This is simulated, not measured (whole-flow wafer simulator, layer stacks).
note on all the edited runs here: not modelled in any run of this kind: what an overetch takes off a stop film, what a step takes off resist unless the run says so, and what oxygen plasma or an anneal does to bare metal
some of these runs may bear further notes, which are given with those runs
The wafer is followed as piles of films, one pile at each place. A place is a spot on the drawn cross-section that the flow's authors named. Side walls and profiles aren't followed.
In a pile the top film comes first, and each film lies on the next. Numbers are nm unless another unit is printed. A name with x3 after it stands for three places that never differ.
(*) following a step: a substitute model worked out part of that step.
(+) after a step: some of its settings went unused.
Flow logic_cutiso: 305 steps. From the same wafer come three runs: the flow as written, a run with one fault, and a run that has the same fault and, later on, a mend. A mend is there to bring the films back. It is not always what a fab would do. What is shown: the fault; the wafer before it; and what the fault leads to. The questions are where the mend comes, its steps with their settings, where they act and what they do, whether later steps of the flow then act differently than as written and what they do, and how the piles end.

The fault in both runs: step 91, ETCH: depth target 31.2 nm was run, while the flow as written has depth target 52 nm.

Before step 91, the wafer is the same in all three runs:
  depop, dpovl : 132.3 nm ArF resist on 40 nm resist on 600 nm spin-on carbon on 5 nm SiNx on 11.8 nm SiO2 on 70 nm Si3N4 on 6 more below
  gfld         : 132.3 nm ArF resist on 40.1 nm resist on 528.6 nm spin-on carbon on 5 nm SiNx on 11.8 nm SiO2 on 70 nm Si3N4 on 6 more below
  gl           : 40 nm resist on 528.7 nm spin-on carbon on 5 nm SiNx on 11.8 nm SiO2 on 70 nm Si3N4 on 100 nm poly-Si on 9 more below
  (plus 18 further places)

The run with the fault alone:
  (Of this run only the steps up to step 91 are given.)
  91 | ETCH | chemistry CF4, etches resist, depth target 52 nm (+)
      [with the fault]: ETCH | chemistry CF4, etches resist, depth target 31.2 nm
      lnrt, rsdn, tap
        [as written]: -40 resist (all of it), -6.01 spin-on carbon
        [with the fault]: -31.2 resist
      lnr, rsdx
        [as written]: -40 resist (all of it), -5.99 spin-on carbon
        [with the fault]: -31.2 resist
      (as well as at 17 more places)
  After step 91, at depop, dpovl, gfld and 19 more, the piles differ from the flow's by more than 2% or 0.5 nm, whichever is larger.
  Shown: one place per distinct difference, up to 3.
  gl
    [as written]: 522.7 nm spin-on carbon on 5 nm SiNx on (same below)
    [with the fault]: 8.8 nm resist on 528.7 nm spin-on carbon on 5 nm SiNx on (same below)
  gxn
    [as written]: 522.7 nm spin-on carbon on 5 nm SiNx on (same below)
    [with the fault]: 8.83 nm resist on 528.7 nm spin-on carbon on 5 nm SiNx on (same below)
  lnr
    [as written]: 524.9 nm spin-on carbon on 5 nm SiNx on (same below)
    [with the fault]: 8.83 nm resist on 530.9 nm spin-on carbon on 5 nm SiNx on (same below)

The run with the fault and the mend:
  After step 91 comes the mend.
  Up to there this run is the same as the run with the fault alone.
  91a | ETCH | chemistry CF4, etches resist, depth target 20.8 nm (*) (+) (a further turn of the flow's step 91, with different settings)
      depop, dpovl, gfld and 12 more
        -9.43 ArF resist
      gxn, lnr
        -8.83 resist (all of it), -2.19 spin-on carbon
      gl
        -8.8 resist (all of it), -2.2 spin-on carbon
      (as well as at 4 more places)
  Steps later in the flow that act otherwise than as written (2 other steps are not shown; they differ only slightly, by no more than 2% or 0.5 nm, whichever is larger):
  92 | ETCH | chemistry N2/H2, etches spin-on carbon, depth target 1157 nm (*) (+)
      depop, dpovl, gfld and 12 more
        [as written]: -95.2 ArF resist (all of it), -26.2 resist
        [with the mend]: -100.6 ArF resist (all of it), -26.3 resist
  At every place that both follow, the piles at the end match the flow's.
